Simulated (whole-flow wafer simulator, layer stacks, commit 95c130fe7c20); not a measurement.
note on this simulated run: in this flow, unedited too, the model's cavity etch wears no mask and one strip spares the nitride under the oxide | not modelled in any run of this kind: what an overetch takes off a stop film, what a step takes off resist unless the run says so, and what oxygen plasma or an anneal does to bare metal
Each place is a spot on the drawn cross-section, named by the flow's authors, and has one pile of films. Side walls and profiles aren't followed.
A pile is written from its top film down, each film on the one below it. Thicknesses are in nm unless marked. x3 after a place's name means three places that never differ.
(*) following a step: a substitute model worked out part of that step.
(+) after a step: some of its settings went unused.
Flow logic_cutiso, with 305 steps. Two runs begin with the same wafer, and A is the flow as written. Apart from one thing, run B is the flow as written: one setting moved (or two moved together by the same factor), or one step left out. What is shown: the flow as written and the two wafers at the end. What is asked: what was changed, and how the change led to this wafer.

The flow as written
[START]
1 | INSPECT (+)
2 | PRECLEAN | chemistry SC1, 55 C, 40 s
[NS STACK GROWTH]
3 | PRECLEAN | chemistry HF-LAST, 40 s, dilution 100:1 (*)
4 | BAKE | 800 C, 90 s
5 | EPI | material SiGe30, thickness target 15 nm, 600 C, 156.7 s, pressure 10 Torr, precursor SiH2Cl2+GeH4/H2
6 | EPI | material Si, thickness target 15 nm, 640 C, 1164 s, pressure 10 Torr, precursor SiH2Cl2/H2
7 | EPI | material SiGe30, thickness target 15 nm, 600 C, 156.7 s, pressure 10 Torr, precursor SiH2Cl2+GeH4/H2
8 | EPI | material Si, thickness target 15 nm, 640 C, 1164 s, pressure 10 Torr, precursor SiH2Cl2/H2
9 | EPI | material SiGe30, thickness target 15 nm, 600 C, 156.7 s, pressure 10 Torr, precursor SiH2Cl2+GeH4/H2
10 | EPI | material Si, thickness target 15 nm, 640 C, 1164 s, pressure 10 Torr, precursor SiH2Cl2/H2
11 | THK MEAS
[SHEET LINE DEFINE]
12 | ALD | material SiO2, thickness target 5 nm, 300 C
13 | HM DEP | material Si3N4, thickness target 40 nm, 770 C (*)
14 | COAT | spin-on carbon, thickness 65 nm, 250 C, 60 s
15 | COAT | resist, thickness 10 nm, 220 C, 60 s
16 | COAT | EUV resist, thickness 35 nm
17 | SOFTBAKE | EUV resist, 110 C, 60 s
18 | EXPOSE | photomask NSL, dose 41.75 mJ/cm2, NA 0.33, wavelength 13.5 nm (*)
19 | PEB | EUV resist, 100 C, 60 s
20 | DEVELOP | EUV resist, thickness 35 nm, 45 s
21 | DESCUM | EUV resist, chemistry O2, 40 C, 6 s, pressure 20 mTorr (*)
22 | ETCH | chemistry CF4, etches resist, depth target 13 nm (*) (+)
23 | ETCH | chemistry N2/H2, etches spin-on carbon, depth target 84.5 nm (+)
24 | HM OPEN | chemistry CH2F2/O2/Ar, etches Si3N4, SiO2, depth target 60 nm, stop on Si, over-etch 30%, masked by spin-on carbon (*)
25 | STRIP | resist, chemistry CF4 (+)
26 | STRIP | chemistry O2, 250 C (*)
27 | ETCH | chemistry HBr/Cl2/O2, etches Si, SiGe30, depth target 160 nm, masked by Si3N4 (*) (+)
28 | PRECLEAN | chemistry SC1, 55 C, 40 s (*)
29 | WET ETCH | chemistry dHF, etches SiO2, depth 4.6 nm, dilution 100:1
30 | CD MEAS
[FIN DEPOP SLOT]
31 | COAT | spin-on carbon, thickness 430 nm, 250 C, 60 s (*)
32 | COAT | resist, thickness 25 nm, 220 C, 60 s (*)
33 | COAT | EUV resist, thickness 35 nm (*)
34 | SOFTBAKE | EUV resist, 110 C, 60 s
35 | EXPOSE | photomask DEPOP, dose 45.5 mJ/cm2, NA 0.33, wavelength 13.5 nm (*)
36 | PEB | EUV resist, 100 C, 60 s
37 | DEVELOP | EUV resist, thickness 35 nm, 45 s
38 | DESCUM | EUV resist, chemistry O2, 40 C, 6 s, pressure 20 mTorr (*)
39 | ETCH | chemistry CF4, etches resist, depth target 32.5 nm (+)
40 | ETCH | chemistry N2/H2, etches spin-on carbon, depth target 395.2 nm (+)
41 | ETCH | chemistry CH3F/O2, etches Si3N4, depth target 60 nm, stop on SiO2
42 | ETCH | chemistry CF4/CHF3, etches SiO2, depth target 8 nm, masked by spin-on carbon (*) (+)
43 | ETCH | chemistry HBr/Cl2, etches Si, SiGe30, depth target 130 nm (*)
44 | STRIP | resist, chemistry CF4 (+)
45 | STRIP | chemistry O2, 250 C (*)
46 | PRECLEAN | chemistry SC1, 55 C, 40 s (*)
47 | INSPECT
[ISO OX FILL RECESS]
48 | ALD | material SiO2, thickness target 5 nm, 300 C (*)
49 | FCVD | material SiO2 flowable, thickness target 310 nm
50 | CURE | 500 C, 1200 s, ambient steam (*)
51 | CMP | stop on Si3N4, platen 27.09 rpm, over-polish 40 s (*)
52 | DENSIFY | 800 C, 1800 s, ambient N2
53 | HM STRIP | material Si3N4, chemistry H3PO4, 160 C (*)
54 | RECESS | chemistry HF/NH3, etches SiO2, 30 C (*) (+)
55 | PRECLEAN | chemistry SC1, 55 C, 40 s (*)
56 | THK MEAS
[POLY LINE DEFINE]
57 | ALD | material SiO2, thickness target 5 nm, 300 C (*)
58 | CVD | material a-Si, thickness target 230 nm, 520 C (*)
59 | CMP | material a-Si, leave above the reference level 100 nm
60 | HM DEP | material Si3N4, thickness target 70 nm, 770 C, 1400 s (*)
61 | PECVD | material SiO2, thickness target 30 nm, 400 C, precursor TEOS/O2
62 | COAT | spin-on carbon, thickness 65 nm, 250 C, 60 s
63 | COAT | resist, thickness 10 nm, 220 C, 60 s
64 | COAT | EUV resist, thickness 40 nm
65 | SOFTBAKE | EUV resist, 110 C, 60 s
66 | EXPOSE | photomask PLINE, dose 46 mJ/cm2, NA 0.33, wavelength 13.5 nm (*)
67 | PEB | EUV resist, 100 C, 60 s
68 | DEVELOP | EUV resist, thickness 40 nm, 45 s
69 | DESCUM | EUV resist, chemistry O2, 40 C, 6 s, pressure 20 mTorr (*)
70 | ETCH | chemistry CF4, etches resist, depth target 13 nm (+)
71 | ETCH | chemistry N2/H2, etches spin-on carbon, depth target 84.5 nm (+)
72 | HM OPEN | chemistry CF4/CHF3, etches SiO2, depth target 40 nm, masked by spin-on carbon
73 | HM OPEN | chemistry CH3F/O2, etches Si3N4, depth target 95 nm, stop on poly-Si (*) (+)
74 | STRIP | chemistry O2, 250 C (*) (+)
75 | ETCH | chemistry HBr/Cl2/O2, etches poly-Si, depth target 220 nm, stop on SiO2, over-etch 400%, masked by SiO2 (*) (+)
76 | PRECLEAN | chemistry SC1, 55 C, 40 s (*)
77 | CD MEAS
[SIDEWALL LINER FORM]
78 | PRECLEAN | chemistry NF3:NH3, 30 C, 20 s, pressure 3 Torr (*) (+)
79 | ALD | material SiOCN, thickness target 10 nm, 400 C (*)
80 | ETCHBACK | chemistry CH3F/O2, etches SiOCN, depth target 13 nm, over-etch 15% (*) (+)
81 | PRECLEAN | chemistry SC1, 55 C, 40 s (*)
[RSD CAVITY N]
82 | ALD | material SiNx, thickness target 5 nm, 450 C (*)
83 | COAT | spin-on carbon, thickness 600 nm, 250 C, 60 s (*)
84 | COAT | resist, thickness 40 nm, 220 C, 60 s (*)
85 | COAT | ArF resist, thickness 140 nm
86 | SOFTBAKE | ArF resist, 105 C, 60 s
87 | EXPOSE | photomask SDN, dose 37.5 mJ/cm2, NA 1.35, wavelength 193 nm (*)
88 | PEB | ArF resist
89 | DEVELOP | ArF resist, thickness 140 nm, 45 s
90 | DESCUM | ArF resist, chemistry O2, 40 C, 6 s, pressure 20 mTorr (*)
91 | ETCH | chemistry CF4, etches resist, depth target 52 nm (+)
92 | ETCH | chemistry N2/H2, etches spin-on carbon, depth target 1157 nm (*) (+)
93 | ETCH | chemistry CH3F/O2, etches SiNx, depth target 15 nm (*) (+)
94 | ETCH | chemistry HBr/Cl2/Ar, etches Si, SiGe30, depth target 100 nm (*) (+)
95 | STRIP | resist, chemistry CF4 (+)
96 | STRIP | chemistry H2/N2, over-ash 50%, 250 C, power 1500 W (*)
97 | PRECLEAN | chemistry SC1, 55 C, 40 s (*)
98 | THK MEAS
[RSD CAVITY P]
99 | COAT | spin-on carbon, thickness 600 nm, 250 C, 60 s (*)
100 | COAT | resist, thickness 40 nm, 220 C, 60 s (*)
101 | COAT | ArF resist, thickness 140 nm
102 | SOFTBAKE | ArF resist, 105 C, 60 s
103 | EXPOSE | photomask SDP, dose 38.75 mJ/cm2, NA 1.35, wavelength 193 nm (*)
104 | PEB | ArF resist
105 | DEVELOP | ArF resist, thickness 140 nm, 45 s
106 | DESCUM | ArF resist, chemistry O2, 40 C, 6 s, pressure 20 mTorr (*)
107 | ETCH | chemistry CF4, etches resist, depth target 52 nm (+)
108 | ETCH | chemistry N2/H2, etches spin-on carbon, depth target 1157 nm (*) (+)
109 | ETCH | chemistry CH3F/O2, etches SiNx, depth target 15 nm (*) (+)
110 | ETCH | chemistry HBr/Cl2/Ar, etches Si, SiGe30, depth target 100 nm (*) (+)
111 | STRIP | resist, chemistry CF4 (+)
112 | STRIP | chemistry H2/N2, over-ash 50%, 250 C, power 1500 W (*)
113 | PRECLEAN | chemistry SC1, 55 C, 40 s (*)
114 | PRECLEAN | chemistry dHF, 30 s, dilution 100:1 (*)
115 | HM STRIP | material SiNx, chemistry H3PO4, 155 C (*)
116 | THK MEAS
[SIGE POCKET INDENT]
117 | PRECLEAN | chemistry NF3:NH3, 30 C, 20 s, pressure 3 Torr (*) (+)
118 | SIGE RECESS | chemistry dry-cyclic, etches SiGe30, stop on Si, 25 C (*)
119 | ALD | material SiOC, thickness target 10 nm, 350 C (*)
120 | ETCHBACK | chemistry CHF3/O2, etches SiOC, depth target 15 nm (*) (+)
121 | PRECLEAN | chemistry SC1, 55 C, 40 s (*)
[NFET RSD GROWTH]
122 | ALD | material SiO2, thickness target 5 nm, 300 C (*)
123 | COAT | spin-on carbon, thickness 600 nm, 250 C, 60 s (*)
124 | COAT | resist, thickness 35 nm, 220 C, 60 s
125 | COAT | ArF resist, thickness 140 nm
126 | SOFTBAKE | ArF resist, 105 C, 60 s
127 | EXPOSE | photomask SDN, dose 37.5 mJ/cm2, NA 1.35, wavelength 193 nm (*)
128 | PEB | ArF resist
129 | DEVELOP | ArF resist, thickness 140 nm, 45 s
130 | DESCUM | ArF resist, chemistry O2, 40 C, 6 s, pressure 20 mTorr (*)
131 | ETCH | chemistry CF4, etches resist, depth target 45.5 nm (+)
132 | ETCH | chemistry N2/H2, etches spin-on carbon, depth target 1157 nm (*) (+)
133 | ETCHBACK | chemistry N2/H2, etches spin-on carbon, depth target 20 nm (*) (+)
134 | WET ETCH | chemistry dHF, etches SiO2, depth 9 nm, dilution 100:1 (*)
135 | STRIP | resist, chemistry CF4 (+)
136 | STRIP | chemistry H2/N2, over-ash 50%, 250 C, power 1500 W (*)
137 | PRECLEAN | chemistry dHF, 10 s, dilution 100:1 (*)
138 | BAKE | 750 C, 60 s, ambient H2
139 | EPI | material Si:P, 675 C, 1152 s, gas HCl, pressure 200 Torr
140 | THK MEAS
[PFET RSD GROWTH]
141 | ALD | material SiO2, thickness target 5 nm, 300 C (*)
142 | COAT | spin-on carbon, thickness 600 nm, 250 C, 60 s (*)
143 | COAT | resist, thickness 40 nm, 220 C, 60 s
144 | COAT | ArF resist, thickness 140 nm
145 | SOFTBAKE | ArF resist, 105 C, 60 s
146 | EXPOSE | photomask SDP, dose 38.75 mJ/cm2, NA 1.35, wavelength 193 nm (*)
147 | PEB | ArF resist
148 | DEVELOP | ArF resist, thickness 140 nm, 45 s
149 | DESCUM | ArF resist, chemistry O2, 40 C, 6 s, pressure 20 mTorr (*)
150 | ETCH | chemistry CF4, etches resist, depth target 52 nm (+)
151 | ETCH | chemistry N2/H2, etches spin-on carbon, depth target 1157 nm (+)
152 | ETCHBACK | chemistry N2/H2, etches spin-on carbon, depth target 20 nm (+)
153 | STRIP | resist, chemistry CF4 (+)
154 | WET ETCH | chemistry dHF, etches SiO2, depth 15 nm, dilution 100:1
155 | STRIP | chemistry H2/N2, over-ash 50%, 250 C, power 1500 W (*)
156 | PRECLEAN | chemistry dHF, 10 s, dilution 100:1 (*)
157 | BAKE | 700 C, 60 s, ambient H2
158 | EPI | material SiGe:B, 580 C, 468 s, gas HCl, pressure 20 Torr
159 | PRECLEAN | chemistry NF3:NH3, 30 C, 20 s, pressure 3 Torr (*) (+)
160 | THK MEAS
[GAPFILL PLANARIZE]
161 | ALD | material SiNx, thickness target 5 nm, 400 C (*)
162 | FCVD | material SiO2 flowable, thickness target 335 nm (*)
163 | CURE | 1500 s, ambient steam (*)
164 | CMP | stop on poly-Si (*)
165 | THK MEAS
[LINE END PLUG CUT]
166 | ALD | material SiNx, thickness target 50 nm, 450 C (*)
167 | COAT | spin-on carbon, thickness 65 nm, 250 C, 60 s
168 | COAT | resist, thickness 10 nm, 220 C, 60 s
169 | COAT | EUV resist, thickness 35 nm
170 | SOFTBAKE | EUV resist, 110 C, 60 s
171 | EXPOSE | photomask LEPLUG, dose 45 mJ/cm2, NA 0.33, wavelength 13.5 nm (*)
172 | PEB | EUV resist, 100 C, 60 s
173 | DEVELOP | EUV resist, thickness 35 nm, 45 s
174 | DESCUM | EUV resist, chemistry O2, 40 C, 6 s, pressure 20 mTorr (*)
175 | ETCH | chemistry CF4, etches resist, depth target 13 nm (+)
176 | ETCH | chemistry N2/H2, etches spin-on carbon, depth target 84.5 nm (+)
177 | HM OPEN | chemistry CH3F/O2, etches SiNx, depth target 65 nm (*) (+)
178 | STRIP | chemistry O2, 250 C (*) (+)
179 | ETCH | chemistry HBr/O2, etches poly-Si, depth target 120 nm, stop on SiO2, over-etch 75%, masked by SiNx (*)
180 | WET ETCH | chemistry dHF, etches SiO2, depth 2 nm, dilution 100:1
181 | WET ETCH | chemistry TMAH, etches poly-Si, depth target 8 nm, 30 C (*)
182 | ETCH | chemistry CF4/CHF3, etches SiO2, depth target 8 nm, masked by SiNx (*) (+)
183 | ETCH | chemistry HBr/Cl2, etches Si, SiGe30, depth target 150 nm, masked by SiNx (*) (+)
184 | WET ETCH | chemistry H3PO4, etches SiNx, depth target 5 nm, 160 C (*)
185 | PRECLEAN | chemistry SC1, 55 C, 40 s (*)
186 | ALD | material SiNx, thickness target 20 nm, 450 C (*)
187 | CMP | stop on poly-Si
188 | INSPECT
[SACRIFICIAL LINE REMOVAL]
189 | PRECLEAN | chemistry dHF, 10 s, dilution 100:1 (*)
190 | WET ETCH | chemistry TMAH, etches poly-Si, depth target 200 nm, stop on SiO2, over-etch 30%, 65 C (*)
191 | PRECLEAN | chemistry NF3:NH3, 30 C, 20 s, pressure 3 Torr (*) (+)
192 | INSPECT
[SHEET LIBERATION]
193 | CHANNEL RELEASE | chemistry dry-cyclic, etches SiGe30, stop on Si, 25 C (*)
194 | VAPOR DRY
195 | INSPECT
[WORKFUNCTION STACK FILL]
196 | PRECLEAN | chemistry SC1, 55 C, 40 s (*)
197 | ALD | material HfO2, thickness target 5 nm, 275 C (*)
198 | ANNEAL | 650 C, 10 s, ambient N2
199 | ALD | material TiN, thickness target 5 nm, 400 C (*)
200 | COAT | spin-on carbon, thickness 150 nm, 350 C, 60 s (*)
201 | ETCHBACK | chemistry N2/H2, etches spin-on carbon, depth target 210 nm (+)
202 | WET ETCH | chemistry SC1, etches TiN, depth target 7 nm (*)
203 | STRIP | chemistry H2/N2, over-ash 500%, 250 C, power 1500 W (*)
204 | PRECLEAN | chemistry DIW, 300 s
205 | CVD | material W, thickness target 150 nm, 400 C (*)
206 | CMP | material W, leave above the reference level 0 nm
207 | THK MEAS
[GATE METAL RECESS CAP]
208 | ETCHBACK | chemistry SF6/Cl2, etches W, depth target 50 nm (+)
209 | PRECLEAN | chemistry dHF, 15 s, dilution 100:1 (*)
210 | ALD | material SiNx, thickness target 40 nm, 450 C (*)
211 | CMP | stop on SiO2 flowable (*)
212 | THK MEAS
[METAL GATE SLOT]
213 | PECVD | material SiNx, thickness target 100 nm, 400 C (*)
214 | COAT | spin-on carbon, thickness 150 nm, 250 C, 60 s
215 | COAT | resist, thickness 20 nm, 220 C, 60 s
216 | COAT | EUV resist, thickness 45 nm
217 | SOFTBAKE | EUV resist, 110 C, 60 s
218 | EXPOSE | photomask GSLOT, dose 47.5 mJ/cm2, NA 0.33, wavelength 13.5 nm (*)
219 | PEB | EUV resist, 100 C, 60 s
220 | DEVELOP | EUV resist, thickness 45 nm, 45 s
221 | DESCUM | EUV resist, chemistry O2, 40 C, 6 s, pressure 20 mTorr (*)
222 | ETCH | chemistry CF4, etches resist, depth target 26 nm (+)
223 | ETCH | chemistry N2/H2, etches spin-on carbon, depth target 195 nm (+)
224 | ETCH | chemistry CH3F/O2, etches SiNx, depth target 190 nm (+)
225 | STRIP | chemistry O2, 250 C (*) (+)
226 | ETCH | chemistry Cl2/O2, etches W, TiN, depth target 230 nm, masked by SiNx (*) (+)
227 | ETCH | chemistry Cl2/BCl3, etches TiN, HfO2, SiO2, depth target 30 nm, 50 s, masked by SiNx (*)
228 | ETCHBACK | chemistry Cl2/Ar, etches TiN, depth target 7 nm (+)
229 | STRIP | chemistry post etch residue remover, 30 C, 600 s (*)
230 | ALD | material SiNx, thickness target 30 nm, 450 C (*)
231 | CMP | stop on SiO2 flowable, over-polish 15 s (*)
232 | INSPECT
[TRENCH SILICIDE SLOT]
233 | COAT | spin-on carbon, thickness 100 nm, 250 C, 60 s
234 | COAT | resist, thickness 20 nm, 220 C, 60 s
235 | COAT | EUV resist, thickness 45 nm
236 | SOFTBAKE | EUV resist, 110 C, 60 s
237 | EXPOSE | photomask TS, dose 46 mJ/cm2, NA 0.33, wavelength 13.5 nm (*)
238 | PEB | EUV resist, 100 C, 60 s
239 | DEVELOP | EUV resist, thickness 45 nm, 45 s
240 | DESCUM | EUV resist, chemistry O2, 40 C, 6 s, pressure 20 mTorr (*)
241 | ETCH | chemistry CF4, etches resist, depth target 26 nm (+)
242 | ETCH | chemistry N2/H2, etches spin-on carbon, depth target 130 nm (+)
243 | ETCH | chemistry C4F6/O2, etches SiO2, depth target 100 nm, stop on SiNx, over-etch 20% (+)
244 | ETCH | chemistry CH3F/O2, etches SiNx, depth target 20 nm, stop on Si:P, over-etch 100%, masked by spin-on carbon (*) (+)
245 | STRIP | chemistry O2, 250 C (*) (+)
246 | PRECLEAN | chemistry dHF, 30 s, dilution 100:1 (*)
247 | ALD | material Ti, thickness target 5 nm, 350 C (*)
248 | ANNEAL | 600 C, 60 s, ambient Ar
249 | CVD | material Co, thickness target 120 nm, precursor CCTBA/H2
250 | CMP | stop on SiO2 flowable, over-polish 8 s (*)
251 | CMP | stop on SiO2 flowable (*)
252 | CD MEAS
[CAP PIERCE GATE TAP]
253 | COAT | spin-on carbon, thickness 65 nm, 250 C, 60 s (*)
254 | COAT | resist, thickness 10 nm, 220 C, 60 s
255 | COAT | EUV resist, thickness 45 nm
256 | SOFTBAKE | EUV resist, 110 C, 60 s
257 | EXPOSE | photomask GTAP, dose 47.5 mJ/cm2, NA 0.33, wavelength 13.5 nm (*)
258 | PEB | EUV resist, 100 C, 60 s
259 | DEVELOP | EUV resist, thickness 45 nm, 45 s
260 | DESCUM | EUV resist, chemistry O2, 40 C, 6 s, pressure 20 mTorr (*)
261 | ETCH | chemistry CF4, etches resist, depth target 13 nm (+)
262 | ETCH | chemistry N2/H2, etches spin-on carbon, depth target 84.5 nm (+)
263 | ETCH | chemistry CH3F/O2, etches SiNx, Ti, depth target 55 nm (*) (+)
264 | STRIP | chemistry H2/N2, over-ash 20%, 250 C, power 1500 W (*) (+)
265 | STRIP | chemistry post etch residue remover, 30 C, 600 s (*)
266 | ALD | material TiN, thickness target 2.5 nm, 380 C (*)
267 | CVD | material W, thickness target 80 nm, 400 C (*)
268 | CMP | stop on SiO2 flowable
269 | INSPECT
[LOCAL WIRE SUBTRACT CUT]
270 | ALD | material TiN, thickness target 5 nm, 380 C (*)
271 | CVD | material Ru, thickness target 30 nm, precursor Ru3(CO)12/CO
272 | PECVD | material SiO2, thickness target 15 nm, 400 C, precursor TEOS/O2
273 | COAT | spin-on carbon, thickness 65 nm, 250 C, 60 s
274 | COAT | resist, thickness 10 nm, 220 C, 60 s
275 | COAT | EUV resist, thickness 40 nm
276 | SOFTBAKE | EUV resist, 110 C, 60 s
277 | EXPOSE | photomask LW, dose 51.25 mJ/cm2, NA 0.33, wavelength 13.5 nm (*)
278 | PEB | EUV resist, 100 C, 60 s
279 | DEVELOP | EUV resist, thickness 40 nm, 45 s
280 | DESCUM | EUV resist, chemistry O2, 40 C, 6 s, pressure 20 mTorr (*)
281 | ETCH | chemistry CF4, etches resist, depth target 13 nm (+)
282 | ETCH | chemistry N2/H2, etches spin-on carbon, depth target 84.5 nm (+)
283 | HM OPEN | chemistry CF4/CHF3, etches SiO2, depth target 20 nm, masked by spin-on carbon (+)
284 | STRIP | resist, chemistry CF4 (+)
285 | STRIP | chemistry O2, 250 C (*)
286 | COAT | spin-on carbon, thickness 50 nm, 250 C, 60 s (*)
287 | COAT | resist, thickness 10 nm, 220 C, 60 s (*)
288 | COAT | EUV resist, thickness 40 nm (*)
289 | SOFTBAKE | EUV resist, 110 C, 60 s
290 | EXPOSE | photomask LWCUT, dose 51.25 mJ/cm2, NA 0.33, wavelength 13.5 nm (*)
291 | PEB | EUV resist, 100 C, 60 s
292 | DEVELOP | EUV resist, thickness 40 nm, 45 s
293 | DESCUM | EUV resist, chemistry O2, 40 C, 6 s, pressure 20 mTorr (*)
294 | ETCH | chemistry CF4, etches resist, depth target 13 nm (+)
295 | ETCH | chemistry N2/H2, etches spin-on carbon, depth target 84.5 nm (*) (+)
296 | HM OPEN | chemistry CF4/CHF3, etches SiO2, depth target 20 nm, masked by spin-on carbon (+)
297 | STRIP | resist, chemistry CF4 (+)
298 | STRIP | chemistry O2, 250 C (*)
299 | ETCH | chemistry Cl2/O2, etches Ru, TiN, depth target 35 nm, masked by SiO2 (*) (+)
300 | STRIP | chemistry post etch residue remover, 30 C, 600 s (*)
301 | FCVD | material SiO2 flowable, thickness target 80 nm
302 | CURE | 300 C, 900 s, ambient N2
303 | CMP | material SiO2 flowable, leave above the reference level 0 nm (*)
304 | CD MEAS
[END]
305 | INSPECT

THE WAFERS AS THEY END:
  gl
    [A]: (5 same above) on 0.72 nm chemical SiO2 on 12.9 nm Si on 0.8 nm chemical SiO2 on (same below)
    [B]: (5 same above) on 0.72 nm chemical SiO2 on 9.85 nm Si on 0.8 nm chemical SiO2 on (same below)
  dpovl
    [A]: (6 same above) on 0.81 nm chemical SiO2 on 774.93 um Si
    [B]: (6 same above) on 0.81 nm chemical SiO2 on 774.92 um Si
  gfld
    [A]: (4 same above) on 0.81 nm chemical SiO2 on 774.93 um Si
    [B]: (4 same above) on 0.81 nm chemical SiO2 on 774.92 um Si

What caused this: step 10, EPI: thickness target 12 nm was run, whereas the flow has thickness target 15 nm; step 10, EPI: 931.5 s was run, where the flow has 1164 s.

The path from the change to this, step by step:
  10 | EPI | material Si, thickness target 15 nm, 640 C, 1164 s, pressure 10 Torr, precursor SiH2Cl2/H2
      depop, dpovl, gfld and 19 more: A +15 Si (new film) | B +12 Si (new film)
  27 | ETCH | chemistry HBr/Cl2/O2, etches Si, SiGe30, depth target 160 nm, masked by Si3N4 (*) (+)
      gfld, gxf, iso, lnri: A -0.79 chemical SiO2 (all of it), -11.4 Si (all of it), -15 SiGe30 (all of it), -15 Si (all of it), -15 SiGe30 (all of it), -15 Si (all of it), -15 SiGe30 (all of it), -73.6 Si | B -0.79 chemical SiO2 (all of it), -8.35 Si (all of it), -15 SiGe30 (all of it), -15 Si (all of it), -15 SiGe30 (all of it), -15 Si (all of it), -15 SiGe30 (all of it), -76.6 Si
      dpovl, nsgap: A -0.79 chemical SiO2 (all of it), -11.8 Si (all of it), -15 SiGe30 (all of it), -15 Si (all of it), -15 SiGe30 (all of it), -15 Si (all of it), -15 SiGe30 (all of it), -73.2 Si | B -0.79 chemical SiO2 (all of it), -8.75 Si (all of it), -15 SiGe30 (all of it), -15 Si (all of it), -15 SiGe30 (all of it), -15 Si (all of it), -15 SiGe30 (all of it), -76.2 Si
      (as well as at 1 more place)
  43 | ETCH | chemistry HBr/Cl2, etches Si, SiGe30, depth target 130 nm (*)
      depop: A -14 Si (all of it), -15 SiGe30 (all of it), -15 Si (all of it), -15 SiGe30 (all of it), -15 Si (all of it), -15 SiGe30 (all of it), -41 Si | B -11 Si (all of it), -15 SiGe30 (all of it), -15 Si (all of it), -15 SiGe30 (all of it), -15 Si (all of it), -15 SiGe30 (all of it), -44 Si
  94 | ETCH | chemistry HBr/Cl2/Ar, etches Si, SiGe30, depth target 100 nm (*) (+)
      rsdn, rsdx: A -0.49 chemical SiO2 (all of it), -12.8 Si (all of it), -15 SiGe30 (all of it), -15 Si (all of it), -15 SiGe30 (all of it), -15 Si (all of it), -15 SiGe30 (all of it), -12.2 Si | B -0.49 chemical SiO2 (all of it), -9.82 Si (all of it), -15 SiGe30 (all of it), -15 Si (all of it), -15 SiGe30 (all of it), -15 Si (all of it), -15 SiGe30 (all of it), -15.2 Si
  110 | ETCH | chemistry HBr/Cl2/Ar, etches Si, SiGe30, depth target 100 nm (*) (+)
      rsdp, rsdw: A -0.49 chemical SiO2 (all of it), -12.8 Si (all of it), -15 SiGe30 (all of it), -15 Si (all of it), -15 SiGe30 (all of it), -15 Si (all of it), -15 SiGe30 (all of it), -12.2 Si | B -0.49 chemical SiO2 (all of it), -9.82 Si (all of it), -15 SiGe30 (all of it), -15 Si (all of it), -15 SiGe30 (all of it), -15 Si (all of it), -15 SiGe30 (all of it), -15.2 Si
  183 | ETCH | chemistry HBr/Cl2, etches Si, SiGe30, depth target 150 nm, masked by SiNx (*) (+)
      plug: A -13.6 Si (all of it), -15 SiGe30 (all of it), -15 Si (all of it), -15 SiGe30 (all of it), -15 Si (all of it), -15 SiGe30 (all of it), -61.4 Si | B -10.6 Si (all of it), -15 SiGe30 (all of it), -15 Si (all of it), -15 SiGe30 (all of it), -15 Si (all of it), -15 SiGe30 (all of it), -64.4 Si
